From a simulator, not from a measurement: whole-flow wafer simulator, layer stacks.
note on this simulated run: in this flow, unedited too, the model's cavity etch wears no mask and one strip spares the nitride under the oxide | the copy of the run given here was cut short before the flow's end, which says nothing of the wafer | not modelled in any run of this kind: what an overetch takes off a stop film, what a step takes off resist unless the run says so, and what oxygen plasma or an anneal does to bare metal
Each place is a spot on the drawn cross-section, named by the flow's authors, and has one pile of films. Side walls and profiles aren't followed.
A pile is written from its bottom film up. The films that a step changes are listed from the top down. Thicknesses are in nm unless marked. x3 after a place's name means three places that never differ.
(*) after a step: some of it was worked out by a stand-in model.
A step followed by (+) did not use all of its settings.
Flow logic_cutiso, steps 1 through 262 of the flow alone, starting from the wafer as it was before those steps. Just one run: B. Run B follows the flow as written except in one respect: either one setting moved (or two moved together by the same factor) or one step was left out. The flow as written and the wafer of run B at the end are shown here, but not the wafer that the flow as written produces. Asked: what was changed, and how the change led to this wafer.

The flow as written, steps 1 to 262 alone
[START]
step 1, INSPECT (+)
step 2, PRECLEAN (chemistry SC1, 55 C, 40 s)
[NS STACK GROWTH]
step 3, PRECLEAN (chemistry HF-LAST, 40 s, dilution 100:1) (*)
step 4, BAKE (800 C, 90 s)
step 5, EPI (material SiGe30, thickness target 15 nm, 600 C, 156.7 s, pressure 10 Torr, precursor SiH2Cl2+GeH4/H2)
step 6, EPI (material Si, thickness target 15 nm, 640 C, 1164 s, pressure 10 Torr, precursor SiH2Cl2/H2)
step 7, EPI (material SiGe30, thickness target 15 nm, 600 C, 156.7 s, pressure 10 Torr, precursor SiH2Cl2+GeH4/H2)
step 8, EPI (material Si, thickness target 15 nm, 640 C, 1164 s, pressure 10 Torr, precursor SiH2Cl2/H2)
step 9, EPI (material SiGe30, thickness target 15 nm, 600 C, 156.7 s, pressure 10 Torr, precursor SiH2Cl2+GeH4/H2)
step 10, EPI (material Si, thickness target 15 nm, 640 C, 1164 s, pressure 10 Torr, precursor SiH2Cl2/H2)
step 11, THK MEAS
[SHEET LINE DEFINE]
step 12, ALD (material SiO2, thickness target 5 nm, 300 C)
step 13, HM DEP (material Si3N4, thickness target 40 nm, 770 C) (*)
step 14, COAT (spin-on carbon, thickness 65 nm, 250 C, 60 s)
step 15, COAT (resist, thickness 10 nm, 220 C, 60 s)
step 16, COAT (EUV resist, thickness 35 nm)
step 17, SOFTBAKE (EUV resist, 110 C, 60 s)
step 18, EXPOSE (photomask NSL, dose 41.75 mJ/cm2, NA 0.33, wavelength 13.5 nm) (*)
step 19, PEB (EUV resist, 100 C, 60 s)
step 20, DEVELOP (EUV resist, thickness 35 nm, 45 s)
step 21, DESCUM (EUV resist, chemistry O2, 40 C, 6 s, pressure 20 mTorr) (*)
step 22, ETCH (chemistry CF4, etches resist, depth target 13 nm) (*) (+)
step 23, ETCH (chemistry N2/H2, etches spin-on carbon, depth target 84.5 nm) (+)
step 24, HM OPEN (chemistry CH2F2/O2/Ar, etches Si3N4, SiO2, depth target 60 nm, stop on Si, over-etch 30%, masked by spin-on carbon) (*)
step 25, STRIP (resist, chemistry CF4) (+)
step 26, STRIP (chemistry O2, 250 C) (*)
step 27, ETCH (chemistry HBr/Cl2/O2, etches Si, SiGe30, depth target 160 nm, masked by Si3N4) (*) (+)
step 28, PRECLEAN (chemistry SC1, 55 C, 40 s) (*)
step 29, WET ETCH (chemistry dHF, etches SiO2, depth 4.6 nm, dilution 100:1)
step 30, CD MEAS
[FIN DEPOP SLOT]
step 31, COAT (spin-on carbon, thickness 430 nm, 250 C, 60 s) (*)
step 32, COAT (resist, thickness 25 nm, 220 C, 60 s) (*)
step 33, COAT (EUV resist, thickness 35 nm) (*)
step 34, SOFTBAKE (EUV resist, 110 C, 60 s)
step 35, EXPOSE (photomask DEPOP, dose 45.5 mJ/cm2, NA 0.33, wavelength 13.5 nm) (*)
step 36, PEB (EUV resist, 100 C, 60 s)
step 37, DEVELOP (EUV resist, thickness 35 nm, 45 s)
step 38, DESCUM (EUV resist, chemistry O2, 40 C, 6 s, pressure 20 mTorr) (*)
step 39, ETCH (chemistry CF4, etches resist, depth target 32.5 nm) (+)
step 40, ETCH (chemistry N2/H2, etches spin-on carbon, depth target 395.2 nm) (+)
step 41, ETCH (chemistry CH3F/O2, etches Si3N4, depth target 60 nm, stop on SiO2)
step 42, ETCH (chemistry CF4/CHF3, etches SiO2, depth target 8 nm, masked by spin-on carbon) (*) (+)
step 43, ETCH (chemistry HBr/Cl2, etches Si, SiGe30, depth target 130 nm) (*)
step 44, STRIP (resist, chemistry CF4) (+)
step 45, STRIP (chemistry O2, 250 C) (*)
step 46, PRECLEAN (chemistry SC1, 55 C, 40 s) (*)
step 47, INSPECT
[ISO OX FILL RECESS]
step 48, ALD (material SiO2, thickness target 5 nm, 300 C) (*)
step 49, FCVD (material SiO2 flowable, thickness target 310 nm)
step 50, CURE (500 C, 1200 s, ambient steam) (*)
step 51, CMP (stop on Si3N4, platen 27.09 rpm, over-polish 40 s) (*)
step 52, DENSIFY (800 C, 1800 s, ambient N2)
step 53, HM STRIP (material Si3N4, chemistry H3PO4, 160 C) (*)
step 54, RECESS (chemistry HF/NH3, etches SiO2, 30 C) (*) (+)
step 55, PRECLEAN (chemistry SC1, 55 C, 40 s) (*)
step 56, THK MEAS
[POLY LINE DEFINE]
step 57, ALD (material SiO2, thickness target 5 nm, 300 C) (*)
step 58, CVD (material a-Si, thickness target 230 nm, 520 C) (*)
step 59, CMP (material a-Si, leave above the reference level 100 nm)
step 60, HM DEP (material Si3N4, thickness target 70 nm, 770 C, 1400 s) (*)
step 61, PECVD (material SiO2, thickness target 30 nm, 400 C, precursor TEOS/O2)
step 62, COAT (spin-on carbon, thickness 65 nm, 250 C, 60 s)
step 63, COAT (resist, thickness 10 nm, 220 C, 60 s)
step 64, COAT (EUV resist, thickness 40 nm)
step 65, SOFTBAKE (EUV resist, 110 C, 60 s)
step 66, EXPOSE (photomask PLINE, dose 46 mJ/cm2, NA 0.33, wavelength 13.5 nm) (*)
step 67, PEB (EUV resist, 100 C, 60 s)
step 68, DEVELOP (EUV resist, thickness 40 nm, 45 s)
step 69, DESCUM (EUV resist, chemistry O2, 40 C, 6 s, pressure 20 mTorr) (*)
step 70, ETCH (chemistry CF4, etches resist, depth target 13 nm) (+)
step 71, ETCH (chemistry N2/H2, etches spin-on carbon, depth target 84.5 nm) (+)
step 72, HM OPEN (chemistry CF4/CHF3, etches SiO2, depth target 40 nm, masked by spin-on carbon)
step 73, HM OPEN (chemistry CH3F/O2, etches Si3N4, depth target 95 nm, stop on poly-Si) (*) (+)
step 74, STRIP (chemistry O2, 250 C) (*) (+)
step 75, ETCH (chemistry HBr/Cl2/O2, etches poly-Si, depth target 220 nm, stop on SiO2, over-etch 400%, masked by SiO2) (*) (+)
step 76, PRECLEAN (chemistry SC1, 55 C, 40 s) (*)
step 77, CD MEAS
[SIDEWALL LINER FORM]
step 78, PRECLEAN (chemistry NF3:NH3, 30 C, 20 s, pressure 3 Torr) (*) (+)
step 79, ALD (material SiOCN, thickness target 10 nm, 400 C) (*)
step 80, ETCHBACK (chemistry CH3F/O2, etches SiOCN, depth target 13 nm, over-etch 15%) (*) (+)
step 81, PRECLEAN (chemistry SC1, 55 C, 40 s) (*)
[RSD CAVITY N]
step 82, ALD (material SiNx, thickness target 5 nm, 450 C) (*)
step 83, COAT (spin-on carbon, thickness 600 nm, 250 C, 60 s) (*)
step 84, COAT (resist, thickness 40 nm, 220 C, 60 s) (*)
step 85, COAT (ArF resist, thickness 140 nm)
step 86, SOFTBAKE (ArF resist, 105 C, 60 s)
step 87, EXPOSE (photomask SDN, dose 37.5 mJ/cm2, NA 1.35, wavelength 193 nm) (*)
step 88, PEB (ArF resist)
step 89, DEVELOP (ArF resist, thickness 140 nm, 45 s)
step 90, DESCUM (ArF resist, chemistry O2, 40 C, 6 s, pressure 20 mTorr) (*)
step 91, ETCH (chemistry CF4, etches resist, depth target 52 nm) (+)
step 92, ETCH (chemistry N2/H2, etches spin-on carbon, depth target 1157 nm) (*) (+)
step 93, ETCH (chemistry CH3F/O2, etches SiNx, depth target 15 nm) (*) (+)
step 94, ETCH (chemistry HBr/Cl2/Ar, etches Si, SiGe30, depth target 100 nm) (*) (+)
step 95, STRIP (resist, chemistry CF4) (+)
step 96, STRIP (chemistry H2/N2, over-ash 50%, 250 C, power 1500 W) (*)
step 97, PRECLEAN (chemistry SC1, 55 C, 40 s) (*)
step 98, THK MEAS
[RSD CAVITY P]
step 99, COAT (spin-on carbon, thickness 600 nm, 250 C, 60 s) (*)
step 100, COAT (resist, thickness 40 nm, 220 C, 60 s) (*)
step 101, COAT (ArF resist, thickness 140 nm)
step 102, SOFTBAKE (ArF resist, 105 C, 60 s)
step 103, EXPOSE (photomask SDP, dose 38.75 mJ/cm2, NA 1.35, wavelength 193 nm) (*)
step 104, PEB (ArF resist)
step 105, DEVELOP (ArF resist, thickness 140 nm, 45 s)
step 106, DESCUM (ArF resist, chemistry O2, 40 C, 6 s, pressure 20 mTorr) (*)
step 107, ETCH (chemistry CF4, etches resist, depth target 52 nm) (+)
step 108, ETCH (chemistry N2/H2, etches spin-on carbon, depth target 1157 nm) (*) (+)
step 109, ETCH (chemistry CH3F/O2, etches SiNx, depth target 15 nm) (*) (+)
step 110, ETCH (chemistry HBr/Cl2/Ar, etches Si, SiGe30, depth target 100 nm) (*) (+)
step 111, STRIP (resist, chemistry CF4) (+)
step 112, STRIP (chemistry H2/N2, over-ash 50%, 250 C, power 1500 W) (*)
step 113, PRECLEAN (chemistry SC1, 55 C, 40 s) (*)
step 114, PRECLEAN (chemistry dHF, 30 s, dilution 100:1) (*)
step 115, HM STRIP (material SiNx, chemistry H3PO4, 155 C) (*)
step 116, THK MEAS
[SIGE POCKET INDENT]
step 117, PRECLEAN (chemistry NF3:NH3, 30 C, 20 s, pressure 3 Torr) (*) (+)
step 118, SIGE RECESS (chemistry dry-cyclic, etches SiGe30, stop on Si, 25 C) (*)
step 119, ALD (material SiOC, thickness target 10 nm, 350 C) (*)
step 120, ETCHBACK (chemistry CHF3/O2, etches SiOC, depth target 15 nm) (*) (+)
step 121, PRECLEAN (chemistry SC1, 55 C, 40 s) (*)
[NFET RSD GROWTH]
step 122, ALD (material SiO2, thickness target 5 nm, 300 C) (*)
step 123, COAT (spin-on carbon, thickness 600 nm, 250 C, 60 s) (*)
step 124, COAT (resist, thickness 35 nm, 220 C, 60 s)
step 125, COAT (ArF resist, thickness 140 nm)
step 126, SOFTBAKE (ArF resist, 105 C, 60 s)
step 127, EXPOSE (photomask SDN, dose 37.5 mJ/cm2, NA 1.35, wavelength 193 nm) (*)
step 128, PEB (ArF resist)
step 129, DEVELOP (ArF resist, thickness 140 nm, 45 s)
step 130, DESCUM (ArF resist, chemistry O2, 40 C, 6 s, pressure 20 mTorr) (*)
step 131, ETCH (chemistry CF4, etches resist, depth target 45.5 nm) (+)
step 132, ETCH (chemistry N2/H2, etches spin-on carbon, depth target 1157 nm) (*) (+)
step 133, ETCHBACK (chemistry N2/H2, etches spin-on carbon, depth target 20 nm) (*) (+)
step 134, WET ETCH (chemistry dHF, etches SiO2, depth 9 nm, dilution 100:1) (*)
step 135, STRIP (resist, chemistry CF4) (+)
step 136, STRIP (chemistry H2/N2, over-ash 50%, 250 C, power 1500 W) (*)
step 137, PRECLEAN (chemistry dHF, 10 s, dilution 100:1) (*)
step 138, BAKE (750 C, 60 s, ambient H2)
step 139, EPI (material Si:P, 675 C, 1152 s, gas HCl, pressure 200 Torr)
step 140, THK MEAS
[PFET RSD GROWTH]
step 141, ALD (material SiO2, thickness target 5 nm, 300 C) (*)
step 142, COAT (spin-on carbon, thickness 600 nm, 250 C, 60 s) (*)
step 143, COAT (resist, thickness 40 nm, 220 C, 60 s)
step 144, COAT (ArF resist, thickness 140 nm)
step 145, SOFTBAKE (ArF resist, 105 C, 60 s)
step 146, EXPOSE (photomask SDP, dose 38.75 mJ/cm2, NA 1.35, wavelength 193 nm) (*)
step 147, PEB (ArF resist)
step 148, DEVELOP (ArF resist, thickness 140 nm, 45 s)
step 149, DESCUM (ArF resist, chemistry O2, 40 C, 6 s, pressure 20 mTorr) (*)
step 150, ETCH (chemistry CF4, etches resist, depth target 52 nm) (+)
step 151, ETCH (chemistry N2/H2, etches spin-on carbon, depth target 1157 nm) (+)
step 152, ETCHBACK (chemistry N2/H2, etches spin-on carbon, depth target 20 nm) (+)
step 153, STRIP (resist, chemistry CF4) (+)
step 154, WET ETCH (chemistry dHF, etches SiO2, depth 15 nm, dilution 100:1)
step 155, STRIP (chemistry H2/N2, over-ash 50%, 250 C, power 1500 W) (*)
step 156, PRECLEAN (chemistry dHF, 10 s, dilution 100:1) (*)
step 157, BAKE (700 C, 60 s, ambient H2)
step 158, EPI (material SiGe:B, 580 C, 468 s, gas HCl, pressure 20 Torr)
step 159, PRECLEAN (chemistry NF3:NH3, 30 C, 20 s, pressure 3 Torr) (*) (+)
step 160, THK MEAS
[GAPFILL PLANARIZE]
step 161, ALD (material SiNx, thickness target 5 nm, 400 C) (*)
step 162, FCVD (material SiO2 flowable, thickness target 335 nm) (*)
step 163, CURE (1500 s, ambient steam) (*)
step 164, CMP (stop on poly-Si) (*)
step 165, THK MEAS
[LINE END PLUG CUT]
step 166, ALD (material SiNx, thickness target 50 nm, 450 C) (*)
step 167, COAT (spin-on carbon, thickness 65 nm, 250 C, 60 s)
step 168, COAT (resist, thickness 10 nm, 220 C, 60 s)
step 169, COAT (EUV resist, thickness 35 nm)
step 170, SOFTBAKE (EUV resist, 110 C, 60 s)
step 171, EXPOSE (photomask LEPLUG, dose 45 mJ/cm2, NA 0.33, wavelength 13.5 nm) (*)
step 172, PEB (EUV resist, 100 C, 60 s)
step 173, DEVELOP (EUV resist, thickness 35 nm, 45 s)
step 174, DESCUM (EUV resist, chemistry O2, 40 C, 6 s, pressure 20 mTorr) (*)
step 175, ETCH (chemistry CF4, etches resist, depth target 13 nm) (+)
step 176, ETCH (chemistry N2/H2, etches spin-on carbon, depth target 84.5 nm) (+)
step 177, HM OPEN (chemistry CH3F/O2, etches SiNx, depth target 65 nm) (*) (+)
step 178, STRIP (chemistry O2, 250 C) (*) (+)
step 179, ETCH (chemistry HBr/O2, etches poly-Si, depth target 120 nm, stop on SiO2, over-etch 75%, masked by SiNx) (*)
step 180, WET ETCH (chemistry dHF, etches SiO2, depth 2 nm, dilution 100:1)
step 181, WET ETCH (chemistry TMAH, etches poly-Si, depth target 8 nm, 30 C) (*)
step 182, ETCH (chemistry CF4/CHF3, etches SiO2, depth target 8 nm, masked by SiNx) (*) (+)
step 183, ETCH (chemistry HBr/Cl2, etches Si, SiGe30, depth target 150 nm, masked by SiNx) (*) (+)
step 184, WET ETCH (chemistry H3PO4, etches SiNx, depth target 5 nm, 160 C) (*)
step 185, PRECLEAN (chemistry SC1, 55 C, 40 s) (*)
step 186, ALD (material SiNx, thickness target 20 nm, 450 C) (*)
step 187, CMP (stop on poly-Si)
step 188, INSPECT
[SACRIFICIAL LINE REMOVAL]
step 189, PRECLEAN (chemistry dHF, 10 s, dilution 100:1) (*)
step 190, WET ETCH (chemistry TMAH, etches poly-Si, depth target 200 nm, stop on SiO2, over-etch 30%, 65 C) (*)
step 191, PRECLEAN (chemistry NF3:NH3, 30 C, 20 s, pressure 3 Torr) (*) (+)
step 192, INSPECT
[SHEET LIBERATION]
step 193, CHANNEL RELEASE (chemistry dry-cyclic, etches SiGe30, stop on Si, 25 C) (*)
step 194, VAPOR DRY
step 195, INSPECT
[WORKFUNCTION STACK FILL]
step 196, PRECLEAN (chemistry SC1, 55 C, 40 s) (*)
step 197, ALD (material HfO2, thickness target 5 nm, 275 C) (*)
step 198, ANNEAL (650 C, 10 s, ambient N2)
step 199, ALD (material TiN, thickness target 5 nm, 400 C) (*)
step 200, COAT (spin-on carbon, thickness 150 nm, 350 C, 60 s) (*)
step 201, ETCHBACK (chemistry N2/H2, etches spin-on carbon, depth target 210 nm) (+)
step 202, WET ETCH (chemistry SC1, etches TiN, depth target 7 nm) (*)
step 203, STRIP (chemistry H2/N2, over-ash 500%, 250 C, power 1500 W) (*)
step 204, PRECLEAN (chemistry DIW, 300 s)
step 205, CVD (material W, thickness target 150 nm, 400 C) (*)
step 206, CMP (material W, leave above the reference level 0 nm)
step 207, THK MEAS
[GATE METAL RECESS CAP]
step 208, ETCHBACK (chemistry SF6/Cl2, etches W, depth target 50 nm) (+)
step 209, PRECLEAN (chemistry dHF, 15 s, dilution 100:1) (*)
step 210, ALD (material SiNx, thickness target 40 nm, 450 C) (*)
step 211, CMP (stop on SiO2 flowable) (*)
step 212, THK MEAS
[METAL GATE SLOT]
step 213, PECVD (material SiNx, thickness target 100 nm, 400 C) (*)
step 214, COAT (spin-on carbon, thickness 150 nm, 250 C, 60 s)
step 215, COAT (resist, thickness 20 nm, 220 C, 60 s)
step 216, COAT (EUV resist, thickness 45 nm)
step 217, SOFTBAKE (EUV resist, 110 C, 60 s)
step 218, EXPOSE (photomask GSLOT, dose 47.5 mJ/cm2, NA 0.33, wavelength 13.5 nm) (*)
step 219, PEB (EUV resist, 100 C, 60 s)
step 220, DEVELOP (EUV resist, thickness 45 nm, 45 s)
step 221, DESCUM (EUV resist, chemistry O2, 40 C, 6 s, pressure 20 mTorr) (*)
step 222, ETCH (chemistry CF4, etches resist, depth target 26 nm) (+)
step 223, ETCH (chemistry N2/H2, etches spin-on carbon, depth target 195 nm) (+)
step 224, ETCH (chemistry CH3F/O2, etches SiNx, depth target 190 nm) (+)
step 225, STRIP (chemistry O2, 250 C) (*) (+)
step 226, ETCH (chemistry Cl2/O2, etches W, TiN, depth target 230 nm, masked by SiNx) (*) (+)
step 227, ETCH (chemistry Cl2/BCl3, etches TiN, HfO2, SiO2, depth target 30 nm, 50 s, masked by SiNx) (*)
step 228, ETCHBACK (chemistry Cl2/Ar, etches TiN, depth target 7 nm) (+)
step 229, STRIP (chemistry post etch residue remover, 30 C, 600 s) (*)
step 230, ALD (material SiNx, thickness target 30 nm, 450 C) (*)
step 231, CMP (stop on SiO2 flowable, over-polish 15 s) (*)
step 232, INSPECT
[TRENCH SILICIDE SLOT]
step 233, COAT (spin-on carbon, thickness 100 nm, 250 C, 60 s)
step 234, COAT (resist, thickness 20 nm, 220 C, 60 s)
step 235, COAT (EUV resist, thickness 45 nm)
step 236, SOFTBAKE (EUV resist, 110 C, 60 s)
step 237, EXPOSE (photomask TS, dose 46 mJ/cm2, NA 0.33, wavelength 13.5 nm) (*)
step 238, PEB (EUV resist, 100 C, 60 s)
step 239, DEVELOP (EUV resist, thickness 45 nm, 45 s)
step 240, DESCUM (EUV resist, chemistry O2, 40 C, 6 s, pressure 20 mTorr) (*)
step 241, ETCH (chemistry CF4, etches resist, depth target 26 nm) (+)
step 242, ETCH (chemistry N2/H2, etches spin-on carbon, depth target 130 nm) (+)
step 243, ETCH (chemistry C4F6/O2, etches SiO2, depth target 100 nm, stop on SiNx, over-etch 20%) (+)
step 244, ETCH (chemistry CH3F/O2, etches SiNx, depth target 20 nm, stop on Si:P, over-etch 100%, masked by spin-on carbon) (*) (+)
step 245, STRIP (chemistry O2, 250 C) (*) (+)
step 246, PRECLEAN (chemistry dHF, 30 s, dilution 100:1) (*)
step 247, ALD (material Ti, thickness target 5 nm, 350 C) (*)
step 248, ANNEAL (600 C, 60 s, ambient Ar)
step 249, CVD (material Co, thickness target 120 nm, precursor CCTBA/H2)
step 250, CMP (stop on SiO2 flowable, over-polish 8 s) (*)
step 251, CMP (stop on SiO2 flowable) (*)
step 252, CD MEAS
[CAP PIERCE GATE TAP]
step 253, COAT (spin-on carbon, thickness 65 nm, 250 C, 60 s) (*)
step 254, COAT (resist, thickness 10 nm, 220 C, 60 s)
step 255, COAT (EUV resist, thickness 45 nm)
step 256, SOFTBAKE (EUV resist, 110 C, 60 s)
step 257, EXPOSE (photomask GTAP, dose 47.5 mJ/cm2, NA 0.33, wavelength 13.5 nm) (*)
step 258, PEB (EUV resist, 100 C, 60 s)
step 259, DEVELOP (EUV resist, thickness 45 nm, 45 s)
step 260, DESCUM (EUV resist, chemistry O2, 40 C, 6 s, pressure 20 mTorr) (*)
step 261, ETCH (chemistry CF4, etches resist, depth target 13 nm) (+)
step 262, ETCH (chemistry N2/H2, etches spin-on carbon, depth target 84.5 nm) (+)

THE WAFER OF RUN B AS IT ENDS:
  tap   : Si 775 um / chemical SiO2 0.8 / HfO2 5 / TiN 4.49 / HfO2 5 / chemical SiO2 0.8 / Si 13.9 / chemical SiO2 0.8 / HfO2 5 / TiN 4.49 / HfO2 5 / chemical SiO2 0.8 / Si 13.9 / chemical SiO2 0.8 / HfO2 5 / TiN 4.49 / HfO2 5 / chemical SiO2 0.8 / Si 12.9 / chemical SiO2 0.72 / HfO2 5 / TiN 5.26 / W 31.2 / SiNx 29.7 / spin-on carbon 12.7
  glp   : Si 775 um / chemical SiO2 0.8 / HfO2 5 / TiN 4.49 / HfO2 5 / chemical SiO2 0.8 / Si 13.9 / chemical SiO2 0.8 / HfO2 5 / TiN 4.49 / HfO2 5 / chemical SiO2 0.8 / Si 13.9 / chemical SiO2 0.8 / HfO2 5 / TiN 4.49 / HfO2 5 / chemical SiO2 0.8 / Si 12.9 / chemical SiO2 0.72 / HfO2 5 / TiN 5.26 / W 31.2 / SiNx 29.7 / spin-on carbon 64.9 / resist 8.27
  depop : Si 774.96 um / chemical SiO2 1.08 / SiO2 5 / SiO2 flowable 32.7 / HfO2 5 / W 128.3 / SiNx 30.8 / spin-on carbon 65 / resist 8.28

Cause: step 262, ETCH: depth target 50.7 nm was run, whereas the flow has depth target 84.5 nm.

How this came from the change, step by step:
  step 262, ETCH (chemistry N2/H2, etches spin-on carbon, depth target 84.5 nm) (+)
      tap: spin-on carbon loses 50.7 (as written it would have been: spin-on carbon loses 63.4 (all of it), SiNx loses 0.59)
      depop, dpovl, gfld and 18 more: EUV resist loses 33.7 (all of it), resist loses 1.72 (as written it would have been: EUV resist loses 33.7 (all of it), resist loses 3.97)
